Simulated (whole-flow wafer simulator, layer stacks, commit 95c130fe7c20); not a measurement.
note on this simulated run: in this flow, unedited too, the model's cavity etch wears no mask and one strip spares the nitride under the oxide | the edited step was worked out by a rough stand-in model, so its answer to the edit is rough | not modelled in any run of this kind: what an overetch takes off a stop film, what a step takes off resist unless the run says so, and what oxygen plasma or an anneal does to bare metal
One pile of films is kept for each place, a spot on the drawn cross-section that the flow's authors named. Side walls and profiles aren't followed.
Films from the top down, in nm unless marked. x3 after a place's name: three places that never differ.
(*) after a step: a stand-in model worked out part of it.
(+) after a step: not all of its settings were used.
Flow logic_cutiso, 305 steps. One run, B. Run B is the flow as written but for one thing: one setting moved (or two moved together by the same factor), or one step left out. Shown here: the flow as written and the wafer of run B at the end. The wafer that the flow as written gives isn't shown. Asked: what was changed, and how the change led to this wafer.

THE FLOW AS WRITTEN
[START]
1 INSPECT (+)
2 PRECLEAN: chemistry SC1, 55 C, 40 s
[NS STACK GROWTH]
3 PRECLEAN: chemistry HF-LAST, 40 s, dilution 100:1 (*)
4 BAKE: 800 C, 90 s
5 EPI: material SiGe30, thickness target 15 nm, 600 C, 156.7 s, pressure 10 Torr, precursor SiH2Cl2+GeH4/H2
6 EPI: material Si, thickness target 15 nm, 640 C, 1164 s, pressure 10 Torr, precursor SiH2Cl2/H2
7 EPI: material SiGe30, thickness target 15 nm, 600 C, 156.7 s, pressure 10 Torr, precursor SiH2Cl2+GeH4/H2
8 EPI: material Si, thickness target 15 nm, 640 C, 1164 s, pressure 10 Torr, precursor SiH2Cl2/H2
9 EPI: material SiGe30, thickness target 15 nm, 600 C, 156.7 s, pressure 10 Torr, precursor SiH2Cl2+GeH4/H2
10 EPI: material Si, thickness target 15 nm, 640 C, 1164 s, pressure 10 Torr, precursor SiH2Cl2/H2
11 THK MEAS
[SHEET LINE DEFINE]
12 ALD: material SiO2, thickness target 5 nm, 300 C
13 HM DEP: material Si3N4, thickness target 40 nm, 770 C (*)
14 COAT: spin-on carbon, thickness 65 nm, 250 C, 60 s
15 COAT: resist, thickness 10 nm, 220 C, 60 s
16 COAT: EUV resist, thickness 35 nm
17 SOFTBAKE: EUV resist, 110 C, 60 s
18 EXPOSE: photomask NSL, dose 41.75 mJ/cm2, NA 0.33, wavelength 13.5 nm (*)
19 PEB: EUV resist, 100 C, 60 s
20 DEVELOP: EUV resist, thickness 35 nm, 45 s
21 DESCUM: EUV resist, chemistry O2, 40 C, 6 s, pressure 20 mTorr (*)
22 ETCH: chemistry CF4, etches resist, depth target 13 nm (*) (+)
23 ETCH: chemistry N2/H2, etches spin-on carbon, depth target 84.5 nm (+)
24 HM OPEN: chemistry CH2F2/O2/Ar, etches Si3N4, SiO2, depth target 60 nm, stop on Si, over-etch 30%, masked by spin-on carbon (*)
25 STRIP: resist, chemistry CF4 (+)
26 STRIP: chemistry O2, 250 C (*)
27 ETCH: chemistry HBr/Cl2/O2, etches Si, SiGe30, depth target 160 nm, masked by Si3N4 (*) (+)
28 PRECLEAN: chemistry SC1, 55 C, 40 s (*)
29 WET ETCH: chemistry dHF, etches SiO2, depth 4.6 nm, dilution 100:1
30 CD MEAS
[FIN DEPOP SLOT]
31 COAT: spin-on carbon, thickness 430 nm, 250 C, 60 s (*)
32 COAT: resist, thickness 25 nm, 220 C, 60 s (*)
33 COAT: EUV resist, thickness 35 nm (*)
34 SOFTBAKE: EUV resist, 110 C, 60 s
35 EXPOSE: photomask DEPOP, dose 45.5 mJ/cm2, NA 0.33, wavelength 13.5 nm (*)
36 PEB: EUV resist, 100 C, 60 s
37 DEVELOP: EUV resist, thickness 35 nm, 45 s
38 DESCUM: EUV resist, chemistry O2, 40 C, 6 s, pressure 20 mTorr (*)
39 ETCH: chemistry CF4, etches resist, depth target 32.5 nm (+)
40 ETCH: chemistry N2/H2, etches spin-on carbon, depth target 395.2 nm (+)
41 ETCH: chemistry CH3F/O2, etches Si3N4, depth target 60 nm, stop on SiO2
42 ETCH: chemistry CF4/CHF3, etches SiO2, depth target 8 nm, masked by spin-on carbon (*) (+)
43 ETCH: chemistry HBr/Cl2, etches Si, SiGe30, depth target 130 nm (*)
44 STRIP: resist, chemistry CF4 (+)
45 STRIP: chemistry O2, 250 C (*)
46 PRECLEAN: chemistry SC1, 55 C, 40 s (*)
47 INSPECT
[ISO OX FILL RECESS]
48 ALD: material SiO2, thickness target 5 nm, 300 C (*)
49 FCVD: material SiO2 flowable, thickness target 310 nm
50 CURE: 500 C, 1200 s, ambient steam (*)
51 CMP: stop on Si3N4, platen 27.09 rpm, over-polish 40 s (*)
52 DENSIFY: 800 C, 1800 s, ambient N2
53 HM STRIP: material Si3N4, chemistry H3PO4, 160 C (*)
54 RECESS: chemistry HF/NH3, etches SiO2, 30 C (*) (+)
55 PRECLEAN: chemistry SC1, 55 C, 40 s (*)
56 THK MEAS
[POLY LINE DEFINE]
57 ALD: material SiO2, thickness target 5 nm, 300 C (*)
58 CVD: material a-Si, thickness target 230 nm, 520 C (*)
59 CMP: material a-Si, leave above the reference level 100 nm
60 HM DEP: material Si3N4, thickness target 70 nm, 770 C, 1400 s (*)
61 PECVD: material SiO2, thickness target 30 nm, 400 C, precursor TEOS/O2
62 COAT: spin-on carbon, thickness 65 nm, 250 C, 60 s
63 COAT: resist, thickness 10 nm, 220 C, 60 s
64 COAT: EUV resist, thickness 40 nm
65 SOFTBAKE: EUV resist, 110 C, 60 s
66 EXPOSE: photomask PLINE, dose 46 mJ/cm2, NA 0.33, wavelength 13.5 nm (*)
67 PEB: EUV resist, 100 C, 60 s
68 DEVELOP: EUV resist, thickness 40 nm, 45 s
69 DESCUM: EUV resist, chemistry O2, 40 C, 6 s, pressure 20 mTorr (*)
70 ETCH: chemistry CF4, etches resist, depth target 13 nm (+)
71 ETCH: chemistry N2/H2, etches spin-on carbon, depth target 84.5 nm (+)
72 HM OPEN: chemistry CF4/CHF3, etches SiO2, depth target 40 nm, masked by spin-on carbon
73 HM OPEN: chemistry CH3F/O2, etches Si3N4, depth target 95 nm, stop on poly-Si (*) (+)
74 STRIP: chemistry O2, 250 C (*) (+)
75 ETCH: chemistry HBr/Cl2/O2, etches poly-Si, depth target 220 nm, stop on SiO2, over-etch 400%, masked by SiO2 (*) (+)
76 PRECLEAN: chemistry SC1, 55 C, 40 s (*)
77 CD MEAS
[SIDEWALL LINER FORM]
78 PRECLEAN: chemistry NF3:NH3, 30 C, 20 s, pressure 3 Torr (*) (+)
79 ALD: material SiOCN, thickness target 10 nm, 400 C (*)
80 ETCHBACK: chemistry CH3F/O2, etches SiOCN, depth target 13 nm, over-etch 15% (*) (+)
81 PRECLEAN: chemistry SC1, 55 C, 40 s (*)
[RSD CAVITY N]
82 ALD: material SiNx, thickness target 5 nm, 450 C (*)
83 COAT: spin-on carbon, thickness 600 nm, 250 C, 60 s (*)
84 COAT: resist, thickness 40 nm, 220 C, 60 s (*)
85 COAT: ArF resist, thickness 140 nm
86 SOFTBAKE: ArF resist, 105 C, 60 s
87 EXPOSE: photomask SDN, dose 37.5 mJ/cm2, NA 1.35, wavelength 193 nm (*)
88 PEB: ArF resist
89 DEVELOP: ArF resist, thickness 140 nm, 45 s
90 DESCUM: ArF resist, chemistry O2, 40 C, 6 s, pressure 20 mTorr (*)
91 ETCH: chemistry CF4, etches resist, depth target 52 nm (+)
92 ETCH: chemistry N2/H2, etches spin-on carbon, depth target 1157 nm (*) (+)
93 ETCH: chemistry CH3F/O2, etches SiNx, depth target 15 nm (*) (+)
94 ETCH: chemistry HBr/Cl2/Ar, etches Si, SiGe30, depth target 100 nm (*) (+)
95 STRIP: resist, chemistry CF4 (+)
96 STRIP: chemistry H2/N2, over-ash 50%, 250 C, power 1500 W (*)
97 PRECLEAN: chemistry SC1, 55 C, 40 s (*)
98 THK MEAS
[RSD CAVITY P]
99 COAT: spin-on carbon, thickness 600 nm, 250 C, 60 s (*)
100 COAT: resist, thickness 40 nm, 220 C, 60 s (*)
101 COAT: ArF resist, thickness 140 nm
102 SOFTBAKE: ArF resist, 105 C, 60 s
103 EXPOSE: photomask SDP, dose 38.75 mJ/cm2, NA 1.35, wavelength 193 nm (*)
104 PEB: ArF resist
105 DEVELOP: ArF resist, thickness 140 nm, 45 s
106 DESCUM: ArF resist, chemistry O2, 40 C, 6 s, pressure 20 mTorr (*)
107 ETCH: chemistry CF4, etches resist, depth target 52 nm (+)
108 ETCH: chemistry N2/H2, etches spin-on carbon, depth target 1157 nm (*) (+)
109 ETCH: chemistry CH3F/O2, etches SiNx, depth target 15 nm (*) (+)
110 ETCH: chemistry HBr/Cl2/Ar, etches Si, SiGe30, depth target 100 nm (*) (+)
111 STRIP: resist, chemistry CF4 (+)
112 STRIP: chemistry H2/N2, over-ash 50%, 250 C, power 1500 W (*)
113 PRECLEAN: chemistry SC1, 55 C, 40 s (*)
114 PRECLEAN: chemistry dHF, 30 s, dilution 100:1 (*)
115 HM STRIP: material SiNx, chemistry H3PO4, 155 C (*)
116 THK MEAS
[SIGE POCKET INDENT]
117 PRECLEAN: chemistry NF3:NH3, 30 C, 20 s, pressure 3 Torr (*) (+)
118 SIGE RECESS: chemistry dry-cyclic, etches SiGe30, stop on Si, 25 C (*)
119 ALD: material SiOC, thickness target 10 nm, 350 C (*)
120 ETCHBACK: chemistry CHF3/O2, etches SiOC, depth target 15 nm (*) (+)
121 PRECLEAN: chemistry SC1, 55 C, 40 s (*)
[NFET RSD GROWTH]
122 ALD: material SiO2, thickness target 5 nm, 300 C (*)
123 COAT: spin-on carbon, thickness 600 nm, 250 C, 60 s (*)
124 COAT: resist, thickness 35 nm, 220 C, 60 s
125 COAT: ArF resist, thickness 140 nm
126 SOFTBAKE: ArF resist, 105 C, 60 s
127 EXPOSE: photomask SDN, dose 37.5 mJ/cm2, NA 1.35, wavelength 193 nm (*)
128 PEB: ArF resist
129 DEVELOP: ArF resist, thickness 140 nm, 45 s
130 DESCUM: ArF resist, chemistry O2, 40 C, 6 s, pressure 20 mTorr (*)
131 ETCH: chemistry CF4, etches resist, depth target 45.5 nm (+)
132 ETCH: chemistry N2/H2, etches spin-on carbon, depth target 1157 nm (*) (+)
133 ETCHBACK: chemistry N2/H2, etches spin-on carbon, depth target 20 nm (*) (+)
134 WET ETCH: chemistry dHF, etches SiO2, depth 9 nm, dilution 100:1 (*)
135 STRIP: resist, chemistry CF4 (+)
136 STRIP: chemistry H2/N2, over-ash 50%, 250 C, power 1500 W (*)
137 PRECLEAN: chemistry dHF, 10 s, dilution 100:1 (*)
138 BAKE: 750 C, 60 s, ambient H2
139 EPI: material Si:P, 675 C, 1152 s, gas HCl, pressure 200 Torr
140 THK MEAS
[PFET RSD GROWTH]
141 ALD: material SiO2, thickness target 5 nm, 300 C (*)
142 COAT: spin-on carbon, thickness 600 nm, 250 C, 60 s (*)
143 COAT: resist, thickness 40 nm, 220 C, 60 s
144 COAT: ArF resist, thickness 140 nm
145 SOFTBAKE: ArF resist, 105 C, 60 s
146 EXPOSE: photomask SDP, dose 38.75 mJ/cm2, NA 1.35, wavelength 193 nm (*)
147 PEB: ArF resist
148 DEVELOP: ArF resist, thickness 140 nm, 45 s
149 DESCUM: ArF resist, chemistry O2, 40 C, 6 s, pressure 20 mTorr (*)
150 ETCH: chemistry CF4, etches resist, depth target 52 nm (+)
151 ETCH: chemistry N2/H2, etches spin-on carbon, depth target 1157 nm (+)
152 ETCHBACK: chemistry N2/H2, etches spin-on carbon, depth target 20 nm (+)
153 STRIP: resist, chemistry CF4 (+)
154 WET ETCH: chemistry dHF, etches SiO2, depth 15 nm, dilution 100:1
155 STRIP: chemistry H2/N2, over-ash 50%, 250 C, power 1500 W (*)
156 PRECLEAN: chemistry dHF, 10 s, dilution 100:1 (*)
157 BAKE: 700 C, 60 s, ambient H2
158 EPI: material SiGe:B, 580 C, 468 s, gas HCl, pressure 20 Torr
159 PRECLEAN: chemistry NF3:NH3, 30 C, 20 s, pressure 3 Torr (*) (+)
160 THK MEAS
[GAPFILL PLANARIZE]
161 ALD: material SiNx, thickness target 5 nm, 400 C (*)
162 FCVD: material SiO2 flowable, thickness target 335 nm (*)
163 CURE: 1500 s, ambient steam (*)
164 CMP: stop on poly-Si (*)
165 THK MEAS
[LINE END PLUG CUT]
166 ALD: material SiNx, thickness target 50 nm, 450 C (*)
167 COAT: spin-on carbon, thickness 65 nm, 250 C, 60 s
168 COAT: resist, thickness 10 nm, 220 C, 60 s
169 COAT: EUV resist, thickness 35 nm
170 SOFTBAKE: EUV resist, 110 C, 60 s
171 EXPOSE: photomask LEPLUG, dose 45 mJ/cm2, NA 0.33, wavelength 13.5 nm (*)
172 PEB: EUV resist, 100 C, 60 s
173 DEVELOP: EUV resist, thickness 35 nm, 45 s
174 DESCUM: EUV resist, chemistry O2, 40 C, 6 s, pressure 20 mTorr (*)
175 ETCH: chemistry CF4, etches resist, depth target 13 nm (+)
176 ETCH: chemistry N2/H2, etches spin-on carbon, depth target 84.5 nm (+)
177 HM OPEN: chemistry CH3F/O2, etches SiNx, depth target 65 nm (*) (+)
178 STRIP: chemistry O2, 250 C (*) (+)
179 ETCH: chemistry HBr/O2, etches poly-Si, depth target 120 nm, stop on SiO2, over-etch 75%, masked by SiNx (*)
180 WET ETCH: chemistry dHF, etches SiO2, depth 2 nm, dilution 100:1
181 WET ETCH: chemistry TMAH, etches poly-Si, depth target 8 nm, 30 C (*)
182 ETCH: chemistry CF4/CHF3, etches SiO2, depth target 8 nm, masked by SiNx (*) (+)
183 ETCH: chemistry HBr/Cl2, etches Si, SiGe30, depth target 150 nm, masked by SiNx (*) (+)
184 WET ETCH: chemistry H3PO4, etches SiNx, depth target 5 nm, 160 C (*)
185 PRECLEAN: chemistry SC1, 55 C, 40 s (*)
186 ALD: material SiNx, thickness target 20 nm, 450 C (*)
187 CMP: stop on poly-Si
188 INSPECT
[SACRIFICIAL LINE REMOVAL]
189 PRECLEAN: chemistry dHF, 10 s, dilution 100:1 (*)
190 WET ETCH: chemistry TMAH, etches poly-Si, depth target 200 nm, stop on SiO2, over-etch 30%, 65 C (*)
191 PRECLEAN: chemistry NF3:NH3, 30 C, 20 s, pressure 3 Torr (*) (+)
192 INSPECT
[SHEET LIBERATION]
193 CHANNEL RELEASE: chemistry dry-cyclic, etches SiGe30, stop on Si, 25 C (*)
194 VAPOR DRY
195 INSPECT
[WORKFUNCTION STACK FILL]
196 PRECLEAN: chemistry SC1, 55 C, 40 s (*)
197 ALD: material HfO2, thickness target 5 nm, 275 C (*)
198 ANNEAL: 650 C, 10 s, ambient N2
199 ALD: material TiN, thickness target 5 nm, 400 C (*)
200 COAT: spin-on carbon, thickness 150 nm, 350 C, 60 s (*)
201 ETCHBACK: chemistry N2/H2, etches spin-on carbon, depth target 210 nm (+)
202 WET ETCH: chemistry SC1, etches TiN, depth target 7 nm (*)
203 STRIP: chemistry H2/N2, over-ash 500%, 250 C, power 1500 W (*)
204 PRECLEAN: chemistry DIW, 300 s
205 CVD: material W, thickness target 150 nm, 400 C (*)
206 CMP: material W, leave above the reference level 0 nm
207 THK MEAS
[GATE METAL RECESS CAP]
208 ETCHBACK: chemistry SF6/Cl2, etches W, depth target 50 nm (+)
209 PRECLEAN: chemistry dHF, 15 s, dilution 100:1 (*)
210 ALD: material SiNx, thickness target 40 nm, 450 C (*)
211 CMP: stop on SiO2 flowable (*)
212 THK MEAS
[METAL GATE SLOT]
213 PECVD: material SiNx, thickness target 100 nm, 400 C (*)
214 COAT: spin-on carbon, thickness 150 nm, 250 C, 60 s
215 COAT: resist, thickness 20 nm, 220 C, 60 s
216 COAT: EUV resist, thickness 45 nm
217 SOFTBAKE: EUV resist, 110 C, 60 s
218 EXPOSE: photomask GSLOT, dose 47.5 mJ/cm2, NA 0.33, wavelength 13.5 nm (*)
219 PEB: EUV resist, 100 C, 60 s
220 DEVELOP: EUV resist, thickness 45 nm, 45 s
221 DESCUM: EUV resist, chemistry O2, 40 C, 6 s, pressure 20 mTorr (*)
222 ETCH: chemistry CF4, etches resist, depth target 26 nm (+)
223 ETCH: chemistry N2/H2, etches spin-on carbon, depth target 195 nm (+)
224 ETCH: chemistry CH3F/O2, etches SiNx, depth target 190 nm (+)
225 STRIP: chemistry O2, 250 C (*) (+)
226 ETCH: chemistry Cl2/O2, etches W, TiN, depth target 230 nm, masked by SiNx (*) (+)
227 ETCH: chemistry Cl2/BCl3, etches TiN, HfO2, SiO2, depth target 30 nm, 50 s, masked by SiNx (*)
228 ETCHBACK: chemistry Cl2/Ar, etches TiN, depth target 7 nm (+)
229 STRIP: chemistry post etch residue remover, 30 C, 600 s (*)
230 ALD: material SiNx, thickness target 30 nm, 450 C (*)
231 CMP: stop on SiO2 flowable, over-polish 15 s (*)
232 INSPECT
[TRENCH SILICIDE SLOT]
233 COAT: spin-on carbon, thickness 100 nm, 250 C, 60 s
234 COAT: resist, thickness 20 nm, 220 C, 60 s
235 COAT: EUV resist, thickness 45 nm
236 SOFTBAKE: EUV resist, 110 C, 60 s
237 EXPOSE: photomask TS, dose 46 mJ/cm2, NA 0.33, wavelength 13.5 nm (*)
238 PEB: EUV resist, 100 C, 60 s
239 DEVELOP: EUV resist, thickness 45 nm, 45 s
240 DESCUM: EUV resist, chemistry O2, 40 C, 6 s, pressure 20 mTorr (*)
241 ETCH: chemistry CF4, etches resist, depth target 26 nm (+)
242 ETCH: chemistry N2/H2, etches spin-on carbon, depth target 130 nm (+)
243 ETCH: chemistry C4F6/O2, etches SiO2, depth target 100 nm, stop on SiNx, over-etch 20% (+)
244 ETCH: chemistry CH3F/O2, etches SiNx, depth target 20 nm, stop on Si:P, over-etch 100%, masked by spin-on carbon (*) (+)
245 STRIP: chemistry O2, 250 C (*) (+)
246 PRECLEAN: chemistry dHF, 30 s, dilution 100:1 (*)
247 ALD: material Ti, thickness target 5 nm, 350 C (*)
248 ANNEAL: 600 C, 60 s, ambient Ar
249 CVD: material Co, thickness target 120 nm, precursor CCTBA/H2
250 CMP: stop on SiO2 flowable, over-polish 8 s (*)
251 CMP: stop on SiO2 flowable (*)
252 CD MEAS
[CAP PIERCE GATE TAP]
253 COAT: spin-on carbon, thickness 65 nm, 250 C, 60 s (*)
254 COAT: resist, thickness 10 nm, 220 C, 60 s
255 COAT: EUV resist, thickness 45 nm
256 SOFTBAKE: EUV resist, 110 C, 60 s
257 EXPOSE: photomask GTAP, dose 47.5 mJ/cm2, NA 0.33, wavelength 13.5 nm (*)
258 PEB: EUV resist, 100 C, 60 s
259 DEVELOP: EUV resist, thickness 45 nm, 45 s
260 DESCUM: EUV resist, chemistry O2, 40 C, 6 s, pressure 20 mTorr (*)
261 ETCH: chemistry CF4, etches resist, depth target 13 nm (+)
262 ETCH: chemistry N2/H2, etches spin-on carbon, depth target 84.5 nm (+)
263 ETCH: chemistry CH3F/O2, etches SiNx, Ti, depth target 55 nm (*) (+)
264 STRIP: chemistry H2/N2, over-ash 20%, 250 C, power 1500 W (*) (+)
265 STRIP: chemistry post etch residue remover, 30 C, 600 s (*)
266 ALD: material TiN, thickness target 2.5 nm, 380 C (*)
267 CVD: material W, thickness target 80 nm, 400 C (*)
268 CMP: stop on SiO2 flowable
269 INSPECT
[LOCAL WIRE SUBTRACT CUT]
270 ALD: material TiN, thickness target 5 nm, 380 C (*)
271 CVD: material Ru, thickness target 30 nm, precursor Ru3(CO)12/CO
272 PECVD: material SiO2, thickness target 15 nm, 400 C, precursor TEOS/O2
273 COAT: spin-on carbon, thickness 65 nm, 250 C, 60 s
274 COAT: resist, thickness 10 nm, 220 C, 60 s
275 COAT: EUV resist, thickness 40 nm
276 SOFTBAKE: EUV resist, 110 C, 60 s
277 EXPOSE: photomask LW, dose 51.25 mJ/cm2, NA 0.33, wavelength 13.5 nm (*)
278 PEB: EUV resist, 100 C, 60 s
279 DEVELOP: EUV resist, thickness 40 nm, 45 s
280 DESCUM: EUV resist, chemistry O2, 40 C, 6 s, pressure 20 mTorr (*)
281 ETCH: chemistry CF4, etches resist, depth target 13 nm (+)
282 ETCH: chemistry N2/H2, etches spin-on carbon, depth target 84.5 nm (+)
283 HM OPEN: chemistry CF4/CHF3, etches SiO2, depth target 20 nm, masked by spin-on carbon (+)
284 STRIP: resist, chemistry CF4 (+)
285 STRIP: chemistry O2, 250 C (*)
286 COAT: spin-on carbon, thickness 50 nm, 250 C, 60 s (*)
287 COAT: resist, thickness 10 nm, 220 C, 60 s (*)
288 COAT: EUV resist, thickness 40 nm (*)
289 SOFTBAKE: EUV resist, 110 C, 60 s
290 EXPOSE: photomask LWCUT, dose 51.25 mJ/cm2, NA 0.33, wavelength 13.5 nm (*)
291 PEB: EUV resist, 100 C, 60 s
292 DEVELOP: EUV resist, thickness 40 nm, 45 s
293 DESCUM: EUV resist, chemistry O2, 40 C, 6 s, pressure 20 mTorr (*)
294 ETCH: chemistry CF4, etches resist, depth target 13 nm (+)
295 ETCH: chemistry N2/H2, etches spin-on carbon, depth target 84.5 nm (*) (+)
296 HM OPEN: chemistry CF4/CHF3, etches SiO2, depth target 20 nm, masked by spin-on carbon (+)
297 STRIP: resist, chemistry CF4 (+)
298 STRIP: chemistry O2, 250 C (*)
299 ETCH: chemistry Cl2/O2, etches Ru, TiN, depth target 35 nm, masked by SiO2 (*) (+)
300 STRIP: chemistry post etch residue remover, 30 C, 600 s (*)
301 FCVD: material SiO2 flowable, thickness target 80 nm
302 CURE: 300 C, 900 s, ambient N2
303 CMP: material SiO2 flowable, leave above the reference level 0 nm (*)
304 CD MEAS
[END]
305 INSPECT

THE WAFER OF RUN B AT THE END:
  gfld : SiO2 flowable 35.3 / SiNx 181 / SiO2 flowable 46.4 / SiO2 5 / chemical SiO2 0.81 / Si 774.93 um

The cause: step 227, ETCH: depth target 22.5 nm was run, where the flow has depth target 30 nm; step 227, ETCH: 37.5 s was run, where the flow has 50 s.

How the change led to this, step by step:
  227 ETCH: chemistry Cl2/BCl3, etches TiN, HfO2, SiO2, depth target 30 nm, 50 s, masked by SiNx (*)
      depop, dpovl, gl and 18 more: SiNx -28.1 (as written it would be: SiNx -37.4)
      gfld: HfO2 -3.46 (all of it), SiO2 flowable -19 (as written it would be: HfO2 -3.46 (all of it), SiO2 flowable -26.5)
  231 CMP: stop on SiO2 flowable, over-polish 15 s (*)
      depop, dpovl, gfld and 10 more: SiNx -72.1 (as written it would be: SiNx -62.7)
      lnr, lnri, lnrp, lnrt: SiNx -70.3 (all of it), SiOCN -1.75 (as written it would be: SiNx -61 (all of it), SiOCN -1.75)
      (and at 5 more places)
